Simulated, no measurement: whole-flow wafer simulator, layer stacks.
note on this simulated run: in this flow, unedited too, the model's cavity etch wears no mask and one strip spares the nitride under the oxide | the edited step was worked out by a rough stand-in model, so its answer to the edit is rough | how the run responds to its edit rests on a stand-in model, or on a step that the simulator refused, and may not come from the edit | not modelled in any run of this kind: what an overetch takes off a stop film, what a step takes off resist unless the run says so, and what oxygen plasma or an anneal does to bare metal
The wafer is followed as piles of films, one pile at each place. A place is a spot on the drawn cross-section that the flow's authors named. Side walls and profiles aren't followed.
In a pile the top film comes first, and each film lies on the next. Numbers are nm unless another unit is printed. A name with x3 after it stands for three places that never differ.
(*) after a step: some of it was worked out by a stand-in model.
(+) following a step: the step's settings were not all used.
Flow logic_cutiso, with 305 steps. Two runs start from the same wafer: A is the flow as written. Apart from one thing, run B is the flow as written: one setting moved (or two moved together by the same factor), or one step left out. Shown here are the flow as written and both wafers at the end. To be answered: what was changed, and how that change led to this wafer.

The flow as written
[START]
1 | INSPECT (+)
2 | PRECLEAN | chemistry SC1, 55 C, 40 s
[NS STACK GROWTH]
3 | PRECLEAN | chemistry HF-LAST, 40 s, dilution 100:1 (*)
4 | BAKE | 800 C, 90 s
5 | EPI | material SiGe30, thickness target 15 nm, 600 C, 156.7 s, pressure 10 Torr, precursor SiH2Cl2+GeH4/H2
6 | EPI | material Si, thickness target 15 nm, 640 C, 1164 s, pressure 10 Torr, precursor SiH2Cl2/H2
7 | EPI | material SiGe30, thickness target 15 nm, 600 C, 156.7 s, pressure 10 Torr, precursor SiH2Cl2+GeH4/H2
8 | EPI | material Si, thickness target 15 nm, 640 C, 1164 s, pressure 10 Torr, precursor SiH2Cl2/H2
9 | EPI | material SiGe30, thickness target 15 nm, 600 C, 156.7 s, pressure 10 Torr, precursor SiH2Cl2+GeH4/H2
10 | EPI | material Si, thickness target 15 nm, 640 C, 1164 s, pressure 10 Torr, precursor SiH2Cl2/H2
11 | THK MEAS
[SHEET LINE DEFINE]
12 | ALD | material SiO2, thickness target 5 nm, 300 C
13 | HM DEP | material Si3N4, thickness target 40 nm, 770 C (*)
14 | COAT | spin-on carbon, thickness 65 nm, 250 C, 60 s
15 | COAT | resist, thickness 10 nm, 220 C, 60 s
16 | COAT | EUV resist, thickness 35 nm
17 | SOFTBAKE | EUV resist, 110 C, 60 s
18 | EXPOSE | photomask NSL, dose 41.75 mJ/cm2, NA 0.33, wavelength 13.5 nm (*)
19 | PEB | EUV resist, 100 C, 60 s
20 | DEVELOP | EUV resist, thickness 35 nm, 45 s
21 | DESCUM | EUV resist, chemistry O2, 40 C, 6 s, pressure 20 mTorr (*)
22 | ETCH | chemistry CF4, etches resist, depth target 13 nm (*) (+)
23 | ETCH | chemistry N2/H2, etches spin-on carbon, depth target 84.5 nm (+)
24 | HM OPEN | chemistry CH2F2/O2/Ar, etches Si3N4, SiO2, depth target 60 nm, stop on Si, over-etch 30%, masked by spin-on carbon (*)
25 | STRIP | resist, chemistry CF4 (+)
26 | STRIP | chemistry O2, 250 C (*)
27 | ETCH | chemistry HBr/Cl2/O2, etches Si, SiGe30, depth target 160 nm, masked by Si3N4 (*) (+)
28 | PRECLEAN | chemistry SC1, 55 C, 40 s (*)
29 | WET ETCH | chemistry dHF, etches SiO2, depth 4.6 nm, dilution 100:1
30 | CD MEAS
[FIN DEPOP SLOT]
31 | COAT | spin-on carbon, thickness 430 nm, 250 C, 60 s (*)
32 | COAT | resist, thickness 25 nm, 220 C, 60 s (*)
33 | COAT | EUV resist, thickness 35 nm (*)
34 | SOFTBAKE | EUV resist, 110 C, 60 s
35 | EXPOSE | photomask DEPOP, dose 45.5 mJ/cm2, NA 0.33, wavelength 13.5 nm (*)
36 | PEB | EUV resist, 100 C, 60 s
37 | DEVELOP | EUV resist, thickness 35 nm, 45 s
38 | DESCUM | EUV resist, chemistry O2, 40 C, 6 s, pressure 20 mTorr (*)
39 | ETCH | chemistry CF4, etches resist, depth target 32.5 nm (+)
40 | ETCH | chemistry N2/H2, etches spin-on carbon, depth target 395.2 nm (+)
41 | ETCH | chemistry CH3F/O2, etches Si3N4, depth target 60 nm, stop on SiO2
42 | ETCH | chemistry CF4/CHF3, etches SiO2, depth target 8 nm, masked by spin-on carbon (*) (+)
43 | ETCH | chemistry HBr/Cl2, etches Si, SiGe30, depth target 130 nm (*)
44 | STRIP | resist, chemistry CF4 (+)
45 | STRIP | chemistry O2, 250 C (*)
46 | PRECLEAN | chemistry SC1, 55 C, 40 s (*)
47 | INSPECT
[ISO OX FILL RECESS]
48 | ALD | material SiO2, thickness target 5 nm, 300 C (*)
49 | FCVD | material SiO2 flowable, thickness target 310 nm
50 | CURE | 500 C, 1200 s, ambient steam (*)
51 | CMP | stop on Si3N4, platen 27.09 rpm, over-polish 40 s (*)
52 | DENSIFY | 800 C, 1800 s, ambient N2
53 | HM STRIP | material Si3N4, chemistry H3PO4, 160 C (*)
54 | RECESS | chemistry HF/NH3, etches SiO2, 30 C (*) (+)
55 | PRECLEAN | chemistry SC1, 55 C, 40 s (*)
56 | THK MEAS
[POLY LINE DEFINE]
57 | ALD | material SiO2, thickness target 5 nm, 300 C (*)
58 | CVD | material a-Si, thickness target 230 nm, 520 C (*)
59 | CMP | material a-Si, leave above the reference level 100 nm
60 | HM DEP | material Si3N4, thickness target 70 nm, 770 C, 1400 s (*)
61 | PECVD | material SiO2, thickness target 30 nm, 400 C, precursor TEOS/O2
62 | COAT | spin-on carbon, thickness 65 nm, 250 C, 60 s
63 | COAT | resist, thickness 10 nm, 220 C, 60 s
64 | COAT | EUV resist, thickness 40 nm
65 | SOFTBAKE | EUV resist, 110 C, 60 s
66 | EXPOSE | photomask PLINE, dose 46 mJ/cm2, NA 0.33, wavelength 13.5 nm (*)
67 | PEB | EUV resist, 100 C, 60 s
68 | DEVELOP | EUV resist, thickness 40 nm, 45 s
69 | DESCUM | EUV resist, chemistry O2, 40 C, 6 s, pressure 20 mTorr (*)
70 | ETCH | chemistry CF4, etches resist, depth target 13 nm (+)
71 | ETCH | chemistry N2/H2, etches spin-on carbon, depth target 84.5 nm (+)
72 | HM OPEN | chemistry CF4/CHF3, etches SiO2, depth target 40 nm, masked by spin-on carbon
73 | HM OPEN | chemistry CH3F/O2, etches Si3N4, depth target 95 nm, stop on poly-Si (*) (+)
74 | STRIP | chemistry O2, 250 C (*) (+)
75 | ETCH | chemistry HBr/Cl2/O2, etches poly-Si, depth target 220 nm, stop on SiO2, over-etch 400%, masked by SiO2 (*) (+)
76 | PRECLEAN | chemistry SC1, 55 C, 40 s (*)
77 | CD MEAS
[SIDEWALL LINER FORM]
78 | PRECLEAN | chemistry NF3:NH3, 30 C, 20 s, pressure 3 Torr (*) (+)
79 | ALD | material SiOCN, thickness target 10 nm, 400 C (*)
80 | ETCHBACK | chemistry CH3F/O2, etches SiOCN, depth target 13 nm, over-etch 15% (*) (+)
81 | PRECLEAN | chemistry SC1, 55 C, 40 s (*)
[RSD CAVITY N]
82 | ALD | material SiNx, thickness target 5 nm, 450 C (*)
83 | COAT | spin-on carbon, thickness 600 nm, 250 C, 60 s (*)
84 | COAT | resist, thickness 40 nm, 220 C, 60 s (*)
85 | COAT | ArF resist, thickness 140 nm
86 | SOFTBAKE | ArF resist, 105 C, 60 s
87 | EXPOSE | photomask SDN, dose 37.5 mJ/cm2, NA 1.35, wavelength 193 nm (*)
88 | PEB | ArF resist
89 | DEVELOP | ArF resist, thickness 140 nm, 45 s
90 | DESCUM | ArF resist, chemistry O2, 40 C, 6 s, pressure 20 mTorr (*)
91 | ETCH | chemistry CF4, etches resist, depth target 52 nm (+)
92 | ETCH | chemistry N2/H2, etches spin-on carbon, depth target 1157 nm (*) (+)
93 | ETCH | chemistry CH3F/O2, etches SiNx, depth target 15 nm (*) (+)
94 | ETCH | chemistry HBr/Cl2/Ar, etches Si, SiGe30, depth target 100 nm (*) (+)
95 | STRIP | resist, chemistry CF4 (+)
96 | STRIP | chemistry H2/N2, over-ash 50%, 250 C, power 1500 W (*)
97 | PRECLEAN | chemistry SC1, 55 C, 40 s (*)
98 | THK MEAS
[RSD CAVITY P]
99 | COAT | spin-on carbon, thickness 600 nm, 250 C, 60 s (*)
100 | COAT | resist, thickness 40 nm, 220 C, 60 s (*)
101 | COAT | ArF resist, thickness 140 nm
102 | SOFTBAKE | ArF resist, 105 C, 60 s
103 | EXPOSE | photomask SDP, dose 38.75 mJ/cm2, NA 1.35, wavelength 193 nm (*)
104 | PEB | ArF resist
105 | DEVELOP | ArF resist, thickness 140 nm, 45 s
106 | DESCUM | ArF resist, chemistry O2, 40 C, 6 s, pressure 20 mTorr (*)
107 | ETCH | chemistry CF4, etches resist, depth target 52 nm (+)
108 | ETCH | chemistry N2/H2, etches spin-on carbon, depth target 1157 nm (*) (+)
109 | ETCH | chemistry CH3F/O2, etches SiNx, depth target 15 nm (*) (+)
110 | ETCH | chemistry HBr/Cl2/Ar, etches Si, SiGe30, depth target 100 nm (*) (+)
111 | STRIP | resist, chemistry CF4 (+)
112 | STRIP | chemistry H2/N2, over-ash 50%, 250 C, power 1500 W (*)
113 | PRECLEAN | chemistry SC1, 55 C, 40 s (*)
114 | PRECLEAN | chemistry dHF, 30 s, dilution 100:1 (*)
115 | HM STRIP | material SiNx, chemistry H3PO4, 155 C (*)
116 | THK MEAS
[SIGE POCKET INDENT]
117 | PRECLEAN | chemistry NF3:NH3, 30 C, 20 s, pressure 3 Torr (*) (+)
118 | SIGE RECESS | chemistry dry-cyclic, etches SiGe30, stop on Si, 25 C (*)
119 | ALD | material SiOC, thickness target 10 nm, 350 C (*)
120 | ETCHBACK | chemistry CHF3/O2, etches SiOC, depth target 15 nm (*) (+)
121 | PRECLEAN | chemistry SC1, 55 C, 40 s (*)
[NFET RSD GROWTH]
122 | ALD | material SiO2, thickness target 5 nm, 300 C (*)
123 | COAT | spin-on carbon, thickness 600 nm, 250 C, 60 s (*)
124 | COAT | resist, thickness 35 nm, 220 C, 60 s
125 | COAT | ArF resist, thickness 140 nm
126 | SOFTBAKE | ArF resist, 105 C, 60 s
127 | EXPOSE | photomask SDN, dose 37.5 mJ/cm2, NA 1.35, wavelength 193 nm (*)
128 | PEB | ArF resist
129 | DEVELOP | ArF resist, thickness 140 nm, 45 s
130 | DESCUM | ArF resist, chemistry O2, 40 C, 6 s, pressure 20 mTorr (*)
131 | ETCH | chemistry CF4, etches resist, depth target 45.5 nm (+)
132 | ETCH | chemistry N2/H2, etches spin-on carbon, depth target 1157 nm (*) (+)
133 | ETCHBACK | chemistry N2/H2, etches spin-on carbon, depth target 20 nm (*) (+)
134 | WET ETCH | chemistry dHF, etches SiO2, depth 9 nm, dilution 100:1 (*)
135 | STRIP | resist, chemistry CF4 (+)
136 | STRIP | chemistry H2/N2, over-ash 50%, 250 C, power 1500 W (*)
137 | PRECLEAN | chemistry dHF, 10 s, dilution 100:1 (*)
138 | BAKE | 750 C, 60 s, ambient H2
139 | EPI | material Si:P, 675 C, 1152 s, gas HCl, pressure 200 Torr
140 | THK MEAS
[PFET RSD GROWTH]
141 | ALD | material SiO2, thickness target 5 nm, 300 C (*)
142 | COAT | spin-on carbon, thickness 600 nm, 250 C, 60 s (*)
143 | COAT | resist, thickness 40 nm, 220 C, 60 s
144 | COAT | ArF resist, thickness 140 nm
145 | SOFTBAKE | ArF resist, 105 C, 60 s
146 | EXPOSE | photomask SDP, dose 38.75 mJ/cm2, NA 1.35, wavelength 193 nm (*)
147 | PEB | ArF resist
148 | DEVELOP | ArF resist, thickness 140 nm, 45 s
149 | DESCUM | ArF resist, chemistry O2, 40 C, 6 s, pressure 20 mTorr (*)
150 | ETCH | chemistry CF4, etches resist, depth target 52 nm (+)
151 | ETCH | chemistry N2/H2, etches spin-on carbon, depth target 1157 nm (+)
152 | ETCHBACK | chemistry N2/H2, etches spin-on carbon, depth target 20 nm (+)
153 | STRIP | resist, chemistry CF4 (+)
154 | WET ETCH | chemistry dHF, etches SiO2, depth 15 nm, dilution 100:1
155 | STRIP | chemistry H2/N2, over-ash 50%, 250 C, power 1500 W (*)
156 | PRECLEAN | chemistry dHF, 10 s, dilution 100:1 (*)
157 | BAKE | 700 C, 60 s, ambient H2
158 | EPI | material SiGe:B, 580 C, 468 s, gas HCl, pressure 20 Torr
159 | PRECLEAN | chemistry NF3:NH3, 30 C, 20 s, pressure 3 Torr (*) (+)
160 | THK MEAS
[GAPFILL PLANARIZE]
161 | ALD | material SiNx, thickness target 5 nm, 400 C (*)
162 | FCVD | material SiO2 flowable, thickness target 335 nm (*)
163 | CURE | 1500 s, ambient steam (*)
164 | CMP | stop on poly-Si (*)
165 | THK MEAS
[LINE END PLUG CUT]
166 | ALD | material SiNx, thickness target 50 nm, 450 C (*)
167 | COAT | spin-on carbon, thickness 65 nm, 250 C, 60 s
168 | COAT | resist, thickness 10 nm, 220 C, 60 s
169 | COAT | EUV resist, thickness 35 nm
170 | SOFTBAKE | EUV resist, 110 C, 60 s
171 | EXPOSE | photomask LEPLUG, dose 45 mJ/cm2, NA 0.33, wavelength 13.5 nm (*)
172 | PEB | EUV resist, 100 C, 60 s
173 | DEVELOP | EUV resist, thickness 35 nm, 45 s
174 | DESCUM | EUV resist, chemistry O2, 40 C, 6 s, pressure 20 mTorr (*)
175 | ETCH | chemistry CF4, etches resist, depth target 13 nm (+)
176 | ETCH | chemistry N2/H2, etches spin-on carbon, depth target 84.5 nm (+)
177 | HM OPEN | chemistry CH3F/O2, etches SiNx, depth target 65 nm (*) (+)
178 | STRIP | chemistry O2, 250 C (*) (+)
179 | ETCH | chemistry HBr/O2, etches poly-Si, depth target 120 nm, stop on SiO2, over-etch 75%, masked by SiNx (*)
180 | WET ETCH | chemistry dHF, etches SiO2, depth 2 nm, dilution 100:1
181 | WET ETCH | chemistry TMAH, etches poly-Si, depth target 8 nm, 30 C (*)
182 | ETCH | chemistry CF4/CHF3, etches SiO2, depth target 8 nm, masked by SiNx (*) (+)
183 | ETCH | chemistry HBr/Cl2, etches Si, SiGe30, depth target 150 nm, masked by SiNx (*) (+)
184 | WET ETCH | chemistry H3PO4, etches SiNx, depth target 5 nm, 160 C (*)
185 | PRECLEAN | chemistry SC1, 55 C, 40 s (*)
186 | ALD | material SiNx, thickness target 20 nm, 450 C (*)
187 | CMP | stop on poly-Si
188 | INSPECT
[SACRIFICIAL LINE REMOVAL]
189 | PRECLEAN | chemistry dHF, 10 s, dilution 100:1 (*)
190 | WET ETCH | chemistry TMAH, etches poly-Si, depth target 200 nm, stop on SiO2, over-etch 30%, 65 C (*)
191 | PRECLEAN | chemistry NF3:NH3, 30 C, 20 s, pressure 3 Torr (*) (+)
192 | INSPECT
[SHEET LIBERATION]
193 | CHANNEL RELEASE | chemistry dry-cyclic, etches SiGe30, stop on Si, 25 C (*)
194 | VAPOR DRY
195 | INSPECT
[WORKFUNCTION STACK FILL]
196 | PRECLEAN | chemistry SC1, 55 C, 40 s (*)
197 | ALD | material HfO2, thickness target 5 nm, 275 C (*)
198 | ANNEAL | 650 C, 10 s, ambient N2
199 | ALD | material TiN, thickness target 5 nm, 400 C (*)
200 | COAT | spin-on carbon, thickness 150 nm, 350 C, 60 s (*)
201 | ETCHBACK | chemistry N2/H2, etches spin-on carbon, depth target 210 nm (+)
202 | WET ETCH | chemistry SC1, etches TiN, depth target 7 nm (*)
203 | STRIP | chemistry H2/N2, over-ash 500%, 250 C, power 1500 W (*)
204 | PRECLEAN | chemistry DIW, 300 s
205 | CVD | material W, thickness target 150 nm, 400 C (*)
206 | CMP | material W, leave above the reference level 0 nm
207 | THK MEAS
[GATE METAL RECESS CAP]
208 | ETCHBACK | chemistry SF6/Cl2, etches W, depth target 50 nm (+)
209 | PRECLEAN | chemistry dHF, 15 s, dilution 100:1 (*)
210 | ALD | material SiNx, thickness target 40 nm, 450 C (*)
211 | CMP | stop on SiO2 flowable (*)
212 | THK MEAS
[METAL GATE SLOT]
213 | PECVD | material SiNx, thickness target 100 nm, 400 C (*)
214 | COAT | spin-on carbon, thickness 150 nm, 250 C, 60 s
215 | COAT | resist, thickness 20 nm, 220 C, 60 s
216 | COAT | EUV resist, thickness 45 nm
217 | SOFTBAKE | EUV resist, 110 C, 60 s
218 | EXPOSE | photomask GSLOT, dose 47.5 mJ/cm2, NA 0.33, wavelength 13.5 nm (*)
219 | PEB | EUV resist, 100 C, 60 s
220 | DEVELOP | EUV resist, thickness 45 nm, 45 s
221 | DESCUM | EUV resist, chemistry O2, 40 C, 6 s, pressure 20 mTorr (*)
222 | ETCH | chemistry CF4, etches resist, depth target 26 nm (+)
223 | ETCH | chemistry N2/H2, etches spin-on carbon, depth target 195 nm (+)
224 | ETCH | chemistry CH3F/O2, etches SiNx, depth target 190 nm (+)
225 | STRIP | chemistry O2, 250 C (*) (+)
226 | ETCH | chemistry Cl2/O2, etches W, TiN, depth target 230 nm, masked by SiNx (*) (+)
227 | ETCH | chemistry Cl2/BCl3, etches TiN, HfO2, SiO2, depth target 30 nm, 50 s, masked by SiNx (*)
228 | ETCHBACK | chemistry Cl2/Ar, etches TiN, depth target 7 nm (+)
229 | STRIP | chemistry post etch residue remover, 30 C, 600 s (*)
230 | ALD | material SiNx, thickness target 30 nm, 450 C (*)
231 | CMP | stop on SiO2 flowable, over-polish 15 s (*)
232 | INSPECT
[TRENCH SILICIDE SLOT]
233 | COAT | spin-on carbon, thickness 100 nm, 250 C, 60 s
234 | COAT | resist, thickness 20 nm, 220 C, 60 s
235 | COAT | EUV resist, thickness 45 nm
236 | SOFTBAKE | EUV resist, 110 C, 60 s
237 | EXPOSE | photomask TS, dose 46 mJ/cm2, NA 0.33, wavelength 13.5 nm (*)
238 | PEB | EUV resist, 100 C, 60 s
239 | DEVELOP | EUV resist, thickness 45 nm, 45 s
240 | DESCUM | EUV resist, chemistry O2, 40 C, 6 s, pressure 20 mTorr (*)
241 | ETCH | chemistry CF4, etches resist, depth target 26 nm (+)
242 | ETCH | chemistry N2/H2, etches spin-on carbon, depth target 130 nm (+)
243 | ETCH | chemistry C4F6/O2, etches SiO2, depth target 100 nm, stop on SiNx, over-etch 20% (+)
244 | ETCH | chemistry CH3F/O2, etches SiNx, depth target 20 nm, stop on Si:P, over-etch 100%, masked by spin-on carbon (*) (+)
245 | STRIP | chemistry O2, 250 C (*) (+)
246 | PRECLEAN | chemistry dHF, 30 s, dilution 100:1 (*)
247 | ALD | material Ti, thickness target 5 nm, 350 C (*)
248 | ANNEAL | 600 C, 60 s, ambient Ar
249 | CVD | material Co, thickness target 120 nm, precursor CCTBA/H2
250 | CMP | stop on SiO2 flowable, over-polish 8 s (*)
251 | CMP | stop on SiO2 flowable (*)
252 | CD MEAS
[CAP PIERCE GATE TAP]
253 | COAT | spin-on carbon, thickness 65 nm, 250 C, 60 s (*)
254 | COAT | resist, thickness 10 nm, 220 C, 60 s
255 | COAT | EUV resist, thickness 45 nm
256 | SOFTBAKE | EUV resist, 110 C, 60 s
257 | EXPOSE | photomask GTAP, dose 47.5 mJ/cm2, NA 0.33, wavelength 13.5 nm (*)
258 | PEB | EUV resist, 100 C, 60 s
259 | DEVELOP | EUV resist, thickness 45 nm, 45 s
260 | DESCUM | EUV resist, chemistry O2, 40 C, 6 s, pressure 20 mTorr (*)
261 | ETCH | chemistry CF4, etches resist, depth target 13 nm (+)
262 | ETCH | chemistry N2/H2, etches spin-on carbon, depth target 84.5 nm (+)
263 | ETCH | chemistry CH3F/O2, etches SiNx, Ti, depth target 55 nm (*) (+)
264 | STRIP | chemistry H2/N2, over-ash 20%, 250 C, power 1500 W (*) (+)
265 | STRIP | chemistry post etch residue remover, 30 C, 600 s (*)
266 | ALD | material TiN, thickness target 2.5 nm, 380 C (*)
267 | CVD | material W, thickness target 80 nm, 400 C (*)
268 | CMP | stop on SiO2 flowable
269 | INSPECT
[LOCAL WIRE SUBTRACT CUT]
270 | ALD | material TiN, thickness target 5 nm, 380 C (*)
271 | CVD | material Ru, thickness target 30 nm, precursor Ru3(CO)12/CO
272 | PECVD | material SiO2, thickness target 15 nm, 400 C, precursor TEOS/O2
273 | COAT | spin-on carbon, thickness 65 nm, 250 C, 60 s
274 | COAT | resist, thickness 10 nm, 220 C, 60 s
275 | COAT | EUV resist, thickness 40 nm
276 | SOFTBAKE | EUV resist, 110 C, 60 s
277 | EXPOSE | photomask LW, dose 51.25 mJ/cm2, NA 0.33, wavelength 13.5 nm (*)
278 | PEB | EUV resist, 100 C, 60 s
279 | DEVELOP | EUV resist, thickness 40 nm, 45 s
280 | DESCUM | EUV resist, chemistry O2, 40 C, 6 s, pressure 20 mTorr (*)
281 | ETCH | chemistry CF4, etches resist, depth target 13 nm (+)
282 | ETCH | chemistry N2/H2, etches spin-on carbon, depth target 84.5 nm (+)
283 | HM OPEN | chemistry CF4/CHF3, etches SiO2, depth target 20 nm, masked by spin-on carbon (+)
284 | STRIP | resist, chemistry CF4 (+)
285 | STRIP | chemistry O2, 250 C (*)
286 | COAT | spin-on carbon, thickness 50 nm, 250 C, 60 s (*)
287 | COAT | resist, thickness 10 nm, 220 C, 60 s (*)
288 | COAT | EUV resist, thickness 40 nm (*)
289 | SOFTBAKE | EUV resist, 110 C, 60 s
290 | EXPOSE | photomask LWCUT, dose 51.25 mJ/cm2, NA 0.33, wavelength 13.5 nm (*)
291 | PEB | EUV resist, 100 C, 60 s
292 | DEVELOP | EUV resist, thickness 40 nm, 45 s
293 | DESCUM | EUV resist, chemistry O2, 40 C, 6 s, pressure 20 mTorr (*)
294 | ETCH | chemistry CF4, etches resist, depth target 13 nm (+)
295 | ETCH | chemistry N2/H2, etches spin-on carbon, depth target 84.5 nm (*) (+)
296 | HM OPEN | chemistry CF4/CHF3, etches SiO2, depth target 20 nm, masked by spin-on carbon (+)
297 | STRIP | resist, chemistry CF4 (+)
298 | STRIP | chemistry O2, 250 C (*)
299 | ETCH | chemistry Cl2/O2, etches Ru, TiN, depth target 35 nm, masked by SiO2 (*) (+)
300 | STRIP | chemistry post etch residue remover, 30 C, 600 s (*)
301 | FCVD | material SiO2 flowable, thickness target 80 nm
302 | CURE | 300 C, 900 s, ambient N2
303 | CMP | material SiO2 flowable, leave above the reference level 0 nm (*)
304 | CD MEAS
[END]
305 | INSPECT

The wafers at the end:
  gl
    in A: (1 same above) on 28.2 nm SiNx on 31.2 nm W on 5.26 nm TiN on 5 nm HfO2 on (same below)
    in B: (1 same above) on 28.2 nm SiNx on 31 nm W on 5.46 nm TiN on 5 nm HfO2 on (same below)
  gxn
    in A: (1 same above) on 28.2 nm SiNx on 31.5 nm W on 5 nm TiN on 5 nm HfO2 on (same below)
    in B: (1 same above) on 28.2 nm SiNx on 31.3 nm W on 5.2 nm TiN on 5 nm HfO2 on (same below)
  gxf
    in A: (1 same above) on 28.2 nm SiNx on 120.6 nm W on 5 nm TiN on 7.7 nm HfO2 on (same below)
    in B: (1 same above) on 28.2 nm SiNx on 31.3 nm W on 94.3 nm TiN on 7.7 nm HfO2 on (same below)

Cause: step 199, ALD: thickness target 5.2 nm was run, though the flow has thickness target 5 nm.
The wafer lets one read it off: gxn has TiN 5.2, and step 199 as written asks for 5 nm.

The path from the change to this, step by step:
  199 | ALD | material TiN, thickness target 5 nm, 400 C (*)
      gxf: A TiN gains 5 (new film) | B TiN gains 94.3 (new film)
  200 | COAT | spin-on carbon, thickness 150 nm, 350 C, 60 s (*)
      gxf: A spin-on carbon gains 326 (new film) | B spin-on carbon gains 237.9 (new film)
  203 | STRIP | chemistry H2/N2, over-ash 500%, 250 C, power 1500 W (*)
      gl, glp: A spin-on carbon loses 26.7 (all of it) | B spin-on carbon loses 27.7 (all of it)
      gxn, gxp: A spin-on carbon loses 26.8 (all of it) | B spin-on carbon loses 27.8 (all of it)
      (also at 2 further places)
  205 | CVD | material W, thickness target 150 nm, 400 C (*)
      gxf: A W gains 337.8 (new film) | B W gains 248.5 (new film)
